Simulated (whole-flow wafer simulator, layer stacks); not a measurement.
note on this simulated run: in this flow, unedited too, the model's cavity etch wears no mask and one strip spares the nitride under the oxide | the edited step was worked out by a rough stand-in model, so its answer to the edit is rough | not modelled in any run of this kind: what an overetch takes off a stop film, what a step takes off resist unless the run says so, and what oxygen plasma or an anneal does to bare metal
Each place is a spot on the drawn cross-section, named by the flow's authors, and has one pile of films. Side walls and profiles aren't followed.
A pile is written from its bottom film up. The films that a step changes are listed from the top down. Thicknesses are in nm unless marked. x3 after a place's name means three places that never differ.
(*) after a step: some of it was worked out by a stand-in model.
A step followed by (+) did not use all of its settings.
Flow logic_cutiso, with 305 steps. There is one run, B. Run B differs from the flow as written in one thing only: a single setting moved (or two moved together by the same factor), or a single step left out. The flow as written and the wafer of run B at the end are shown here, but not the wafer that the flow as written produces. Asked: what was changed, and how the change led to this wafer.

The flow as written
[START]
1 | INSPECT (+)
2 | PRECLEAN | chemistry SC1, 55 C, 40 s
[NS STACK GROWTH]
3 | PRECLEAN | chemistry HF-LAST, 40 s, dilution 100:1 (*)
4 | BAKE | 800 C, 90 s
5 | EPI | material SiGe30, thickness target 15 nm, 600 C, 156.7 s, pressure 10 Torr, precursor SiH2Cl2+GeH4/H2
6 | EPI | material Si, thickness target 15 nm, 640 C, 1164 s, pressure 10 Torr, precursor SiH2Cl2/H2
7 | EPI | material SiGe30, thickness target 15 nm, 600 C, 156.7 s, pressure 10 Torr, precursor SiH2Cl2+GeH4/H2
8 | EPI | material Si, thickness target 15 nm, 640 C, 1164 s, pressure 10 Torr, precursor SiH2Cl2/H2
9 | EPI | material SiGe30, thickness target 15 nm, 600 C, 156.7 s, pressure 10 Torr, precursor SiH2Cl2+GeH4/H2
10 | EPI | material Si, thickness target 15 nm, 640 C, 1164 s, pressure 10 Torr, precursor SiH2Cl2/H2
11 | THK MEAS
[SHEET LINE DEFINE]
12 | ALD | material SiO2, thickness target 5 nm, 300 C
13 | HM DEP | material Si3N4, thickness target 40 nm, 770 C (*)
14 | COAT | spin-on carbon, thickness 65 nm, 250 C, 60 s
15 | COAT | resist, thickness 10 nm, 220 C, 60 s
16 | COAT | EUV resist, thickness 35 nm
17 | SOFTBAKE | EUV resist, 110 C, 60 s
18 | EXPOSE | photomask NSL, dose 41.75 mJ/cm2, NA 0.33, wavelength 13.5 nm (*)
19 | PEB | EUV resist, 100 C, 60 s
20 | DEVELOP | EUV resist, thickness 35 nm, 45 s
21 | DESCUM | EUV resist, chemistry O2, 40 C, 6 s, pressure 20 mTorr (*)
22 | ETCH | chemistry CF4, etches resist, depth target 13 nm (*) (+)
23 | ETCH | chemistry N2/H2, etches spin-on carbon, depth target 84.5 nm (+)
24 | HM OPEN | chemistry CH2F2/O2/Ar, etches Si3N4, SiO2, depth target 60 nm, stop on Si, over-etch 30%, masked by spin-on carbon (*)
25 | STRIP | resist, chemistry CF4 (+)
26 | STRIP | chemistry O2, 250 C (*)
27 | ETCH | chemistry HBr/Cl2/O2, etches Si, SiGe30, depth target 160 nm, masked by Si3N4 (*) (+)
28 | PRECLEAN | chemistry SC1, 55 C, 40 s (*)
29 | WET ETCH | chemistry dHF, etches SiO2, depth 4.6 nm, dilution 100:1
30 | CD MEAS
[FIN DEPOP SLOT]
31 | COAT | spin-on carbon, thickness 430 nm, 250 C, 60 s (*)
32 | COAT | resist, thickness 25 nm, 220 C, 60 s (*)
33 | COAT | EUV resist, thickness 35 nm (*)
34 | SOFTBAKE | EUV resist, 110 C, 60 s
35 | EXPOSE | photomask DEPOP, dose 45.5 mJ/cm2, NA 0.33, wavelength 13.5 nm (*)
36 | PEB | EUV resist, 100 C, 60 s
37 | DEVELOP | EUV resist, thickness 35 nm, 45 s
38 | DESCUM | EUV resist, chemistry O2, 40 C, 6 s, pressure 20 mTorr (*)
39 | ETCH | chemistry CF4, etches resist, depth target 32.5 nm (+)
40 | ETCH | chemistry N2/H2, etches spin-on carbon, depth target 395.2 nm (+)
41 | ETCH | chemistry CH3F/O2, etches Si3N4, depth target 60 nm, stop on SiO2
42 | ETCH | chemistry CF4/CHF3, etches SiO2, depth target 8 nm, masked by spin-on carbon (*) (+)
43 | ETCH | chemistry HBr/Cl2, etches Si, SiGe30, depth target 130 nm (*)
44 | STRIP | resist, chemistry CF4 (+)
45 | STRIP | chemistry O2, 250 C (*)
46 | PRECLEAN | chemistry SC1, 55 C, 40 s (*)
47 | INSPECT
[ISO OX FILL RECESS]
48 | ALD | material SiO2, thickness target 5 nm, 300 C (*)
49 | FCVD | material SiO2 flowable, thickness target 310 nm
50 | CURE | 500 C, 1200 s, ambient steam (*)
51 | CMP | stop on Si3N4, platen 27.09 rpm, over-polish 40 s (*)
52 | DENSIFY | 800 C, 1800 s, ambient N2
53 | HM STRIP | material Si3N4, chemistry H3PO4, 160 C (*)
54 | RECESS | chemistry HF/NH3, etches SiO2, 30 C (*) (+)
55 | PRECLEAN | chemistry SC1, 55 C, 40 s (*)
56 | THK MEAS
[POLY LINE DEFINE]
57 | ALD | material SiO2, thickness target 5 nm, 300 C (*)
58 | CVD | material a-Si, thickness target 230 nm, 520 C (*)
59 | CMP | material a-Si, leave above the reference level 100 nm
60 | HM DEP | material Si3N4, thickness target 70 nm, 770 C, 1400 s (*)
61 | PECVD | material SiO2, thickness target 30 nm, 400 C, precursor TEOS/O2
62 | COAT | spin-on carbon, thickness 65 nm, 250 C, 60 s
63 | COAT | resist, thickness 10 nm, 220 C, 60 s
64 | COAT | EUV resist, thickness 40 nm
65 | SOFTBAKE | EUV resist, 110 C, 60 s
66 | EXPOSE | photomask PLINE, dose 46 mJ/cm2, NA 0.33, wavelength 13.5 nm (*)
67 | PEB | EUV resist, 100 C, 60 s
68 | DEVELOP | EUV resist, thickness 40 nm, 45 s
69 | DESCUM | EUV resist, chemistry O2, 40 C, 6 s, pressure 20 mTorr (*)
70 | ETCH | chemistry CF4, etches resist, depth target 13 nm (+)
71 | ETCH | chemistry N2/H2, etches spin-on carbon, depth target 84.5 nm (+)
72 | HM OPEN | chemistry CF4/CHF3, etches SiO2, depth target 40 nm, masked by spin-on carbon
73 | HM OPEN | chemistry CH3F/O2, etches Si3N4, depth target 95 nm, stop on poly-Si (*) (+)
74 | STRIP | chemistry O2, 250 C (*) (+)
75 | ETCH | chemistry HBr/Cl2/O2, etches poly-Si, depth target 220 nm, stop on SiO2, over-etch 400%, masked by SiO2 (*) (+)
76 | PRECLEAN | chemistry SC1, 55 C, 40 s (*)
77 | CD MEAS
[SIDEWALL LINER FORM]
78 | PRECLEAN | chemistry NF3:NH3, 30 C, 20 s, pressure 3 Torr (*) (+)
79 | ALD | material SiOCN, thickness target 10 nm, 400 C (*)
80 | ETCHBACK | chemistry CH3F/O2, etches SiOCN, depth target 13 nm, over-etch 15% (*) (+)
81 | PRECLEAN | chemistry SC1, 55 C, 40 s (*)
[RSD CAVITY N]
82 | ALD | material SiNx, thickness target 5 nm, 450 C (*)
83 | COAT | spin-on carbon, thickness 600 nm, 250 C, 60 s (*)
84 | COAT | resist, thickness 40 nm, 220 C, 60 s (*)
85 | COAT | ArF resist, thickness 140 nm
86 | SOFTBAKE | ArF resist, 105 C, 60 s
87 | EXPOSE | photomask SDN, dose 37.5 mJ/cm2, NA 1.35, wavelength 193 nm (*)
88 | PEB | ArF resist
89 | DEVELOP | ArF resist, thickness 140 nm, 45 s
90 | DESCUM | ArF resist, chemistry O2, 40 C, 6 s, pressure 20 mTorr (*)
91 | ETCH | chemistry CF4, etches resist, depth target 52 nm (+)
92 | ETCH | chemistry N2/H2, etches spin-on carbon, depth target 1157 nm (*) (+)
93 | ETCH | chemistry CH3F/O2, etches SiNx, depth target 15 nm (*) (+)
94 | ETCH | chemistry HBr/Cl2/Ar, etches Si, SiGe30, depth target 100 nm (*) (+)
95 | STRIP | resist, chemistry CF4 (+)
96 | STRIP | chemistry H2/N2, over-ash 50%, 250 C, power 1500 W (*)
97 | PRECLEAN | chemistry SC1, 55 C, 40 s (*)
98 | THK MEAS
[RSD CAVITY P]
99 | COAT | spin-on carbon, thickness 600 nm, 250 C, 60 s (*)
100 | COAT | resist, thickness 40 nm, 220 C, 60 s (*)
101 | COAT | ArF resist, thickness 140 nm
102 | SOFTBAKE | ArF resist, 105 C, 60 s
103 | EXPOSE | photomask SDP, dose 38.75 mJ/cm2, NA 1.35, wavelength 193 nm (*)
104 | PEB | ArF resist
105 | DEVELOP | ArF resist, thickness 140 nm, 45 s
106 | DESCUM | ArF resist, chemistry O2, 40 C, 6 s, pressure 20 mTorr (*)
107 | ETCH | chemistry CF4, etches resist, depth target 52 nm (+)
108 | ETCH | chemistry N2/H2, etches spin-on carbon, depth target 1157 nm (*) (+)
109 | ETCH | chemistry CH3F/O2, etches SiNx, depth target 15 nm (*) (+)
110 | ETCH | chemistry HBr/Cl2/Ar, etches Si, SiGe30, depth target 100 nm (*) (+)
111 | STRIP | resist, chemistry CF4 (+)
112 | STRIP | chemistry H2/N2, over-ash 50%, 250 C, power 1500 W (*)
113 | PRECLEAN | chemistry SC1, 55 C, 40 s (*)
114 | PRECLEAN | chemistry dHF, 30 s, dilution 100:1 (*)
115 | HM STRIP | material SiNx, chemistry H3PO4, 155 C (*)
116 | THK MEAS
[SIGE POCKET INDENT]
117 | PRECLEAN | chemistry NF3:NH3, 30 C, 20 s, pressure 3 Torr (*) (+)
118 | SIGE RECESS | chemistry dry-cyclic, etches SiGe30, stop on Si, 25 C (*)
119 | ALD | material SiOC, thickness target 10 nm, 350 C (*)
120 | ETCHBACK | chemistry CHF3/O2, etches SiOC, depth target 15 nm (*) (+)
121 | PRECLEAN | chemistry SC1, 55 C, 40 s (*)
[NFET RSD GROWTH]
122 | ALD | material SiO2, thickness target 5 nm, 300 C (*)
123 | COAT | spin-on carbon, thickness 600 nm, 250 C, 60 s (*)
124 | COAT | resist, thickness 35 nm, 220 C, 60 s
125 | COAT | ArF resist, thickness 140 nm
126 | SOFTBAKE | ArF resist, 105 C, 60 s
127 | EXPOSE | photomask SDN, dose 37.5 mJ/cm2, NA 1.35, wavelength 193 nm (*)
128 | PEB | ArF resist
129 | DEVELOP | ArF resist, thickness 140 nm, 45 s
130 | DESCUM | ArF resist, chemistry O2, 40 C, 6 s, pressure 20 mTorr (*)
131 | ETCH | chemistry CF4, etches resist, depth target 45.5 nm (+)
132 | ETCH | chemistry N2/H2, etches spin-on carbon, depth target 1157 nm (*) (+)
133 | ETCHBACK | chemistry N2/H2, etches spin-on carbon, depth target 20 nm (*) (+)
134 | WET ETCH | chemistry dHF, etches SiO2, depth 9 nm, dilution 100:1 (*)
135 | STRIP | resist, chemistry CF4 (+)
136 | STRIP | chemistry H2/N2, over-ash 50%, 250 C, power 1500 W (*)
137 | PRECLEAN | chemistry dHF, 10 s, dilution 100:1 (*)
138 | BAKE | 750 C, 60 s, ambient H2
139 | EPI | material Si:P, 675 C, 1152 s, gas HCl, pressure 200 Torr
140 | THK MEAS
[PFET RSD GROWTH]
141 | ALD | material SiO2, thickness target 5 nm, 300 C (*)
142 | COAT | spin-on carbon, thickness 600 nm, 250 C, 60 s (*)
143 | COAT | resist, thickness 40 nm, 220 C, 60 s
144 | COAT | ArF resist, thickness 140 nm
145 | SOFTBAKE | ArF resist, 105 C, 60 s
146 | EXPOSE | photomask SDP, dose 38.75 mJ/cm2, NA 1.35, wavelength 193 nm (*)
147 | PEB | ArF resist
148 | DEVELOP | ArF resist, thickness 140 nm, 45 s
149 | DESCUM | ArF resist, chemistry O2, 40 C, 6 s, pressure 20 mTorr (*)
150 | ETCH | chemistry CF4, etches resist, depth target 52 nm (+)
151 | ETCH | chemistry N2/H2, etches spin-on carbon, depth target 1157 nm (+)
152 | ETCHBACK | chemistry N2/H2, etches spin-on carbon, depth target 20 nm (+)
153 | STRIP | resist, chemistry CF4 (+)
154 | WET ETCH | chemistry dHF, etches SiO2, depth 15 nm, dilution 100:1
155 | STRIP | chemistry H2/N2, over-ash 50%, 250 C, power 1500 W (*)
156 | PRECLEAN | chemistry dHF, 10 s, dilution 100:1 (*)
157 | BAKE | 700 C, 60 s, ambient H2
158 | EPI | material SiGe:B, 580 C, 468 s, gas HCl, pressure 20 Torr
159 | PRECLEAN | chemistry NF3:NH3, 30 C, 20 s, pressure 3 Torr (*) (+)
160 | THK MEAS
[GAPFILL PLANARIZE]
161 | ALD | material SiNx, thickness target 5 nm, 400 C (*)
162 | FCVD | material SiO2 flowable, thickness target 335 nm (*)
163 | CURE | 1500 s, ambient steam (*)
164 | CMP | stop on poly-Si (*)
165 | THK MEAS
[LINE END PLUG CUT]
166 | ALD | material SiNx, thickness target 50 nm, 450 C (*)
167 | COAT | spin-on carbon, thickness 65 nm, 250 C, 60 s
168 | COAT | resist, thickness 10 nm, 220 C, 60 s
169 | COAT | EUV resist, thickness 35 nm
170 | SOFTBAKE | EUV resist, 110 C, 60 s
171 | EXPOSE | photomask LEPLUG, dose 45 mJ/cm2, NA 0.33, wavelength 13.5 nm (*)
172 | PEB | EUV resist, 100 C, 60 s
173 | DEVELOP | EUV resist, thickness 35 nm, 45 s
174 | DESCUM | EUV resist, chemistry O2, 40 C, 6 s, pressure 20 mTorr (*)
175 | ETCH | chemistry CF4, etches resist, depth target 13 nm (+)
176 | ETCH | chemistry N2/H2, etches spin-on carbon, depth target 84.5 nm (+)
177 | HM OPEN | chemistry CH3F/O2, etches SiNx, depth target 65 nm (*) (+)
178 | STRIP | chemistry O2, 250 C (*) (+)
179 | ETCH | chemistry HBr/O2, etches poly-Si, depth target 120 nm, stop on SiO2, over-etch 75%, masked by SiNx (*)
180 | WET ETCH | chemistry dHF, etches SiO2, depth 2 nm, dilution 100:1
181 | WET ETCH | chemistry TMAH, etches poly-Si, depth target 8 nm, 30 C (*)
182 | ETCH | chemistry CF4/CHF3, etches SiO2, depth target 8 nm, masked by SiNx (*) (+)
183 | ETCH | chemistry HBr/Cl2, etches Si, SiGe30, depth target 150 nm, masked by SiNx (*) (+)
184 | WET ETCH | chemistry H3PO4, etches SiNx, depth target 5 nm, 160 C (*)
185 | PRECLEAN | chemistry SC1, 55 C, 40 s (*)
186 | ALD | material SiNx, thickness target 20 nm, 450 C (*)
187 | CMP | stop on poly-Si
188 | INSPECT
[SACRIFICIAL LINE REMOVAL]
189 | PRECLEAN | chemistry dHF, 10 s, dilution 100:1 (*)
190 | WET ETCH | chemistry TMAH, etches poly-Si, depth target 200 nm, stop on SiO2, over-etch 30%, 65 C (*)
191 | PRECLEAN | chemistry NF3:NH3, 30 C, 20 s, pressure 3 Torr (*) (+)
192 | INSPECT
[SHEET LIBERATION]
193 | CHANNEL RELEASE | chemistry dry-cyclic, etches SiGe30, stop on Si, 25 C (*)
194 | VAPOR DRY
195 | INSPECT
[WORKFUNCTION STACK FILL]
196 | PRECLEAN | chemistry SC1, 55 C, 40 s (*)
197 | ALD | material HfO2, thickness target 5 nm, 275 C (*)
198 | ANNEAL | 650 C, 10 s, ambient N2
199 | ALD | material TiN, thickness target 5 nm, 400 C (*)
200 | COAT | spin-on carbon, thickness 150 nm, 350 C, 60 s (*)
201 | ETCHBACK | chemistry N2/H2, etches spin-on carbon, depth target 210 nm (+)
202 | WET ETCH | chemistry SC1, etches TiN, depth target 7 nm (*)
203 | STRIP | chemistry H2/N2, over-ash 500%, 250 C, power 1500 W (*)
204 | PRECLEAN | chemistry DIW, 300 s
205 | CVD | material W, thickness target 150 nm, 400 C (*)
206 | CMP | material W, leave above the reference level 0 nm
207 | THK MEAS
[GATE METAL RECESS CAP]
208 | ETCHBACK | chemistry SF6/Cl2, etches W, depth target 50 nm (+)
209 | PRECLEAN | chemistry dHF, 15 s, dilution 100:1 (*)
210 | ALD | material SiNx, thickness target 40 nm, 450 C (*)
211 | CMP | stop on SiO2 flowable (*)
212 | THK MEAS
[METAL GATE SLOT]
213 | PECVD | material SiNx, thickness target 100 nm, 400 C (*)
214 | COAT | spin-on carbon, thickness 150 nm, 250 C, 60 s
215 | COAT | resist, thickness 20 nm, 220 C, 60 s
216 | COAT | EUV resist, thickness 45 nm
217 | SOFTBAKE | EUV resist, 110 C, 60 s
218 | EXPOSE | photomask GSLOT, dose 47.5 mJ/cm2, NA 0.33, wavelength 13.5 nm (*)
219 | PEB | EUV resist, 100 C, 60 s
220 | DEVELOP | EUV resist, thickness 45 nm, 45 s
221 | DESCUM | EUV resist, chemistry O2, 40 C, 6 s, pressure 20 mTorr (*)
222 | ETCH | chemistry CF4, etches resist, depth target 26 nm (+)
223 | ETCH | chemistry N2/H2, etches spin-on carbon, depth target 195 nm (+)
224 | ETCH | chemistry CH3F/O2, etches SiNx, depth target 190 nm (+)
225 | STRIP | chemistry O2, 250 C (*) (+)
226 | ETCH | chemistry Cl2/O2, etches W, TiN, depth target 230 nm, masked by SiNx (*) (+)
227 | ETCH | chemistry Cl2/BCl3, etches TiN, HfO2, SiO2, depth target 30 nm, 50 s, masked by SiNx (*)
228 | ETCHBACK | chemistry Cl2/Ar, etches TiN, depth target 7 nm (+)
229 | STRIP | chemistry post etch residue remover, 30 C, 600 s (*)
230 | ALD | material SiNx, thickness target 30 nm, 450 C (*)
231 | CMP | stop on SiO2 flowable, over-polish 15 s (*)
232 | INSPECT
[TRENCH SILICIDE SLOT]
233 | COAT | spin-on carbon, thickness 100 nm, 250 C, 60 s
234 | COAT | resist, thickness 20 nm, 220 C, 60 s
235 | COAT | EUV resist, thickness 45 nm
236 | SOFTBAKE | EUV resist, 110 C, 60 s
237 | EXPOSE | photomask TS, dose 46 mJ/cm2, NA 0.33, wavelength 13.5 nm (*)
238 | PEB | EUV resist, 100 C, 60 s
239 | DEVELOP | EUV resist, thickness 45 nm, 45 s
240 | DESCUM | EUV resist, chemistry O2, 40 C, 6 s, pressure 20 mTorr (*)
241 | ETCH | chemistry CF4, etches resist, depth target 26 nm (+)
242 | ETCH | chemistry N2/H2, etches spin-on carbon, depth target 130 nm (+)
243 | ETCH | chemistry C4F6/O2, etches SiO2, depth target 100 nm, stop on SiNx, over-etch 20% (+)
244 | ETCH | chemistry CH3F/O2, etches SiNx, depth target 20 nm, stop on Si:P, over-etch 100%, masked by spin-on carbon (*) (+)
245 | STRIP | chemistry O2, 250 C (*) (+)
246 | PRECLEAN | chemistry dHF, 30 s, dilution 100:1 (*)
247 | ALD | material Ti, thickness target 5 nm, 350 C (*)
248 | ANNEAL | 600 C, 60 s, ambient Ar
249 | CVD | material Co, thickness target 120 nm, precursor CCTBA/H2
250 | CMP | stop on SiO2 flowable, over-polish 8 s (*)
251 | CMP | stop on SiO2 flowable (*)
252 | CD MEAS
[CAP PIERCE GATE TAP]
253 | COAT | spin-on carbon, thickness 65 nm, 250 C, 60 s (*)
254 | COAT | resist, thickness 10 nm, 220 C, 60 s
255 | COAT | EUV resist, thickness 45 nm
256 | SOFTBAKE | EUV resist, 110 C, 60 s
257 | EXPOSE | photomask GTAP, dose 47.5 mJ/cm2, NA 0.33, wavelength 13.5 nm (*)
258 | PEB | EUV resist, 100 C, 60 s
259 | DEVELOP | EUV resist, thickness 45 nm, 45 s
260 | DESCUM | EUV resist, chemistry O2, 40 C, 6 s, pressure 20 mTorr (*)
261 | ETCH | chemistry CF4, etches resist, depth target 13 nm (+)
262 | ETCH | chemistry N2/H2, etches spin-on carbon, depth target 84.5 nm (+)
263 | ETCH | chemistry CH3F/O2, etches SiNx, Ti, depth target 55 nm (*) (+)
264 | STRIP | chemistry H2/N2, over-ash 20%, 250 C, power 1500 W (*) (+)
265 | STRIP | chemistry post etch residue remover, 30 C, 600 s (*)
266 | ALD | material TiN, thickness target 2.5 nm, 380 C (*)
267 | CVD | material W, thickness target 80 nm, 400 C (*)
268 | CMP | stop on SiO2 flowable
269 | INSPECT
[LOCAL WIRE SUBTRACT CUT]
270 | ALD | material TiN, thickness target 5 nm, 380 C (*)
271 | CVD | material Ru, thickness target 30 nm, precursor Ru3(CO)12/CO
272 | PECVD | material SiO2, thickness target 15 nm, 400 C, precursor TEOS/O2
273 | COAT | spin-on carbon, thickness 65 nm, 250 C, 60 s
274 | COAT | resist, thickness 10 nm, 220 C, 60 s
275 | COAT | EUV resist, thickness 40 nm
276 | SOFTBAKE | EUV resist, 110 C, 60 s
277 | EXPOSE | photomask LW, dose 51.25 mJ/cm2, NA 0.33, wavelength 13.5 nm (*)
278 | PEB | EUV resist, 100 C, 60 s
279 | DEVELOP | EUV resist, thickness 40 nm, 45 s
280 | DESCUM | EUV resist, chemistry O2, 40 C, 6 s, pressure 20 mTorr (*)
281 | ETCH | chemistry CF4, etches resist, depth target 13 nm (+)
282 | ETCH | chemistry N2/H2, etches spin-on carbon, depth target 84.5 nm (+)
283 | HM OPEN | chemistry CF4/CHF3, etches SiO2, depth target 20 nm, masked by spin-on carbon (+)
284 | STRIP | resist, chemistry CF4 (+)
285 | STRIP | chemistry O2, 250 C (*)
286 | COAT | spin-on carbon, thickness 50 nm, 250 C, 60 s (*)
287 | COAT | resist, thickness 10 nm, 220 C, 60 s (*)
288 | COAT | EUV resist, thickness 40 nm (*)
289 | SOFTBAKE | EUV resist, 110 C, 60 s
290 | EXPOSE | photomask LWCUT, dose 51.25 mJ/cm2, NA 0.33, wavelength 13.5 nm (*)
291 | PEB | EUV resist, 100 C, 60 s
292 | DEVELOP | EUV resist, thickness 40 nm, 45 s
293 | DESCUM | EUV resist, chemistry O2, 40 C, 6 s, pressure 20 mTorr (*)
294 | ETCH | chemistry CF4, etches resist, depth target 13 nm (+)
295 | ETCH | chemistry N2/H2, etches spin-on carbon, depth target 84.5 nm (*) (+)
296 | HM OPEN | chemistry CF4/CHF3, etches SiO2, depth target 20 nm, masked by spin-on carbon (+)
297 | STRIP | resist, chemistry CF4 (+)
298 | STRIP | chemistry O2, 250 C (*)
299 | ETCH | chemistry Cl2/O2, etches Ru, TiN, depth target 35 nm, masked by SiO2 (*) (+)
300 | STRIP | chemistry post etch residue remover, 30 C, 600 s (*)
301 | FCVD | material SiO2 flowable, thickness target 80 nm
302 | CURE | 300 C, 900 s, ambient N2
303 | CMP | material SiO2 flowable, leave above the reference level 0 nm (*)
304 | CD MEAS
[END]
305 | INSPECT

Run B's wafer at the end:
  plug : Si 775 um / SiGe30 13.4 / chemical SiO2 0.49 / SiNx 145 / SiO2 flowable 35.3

The reason: step 183, ETCH: depth target 75 nm was run, though the flow has depth target 150 nm.

How this came from the change, step by step:
  183 | ETCH | chemistry HBr/Cl2, etches Si, SiGe30, depth target 150 nm, masked by SiNx (*) (+)
      plug: -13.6 Si (all of it), -15 SiGe30 (all of it), -15 Si (all of it), -15 SiGe30 (all of it), -15 Si (all of it), -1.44 SiGe30 (it would be, as written: -13.6 Si (all of it), -15 SiGe30 (all of it), -15 Si (all of it), -15 SiGe30 (all of it), -15 Si (all of it), -15 SiGe30 (all of it), -61.4 Si)
      depop, dpovl, gfld and 18 more: -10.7 SiNx (it would be, as written: -21.4 SiNx)
  186 | ALD | material SiNx, thickness target 20 nm, 450 C (*)
      plug: +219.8 SiNx (new film) (it would be, as written: +284.2 SiNx (new film))
  187 | CMP | stop on poly-Si
      depop, dpovl, gfld and 18 more: -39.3 SiNx (all of it) (it would be, as written: -28.6 SiNx (all of it))
      plug: -39.3 SiNx (it would be, as written: -28.6 SiNx)
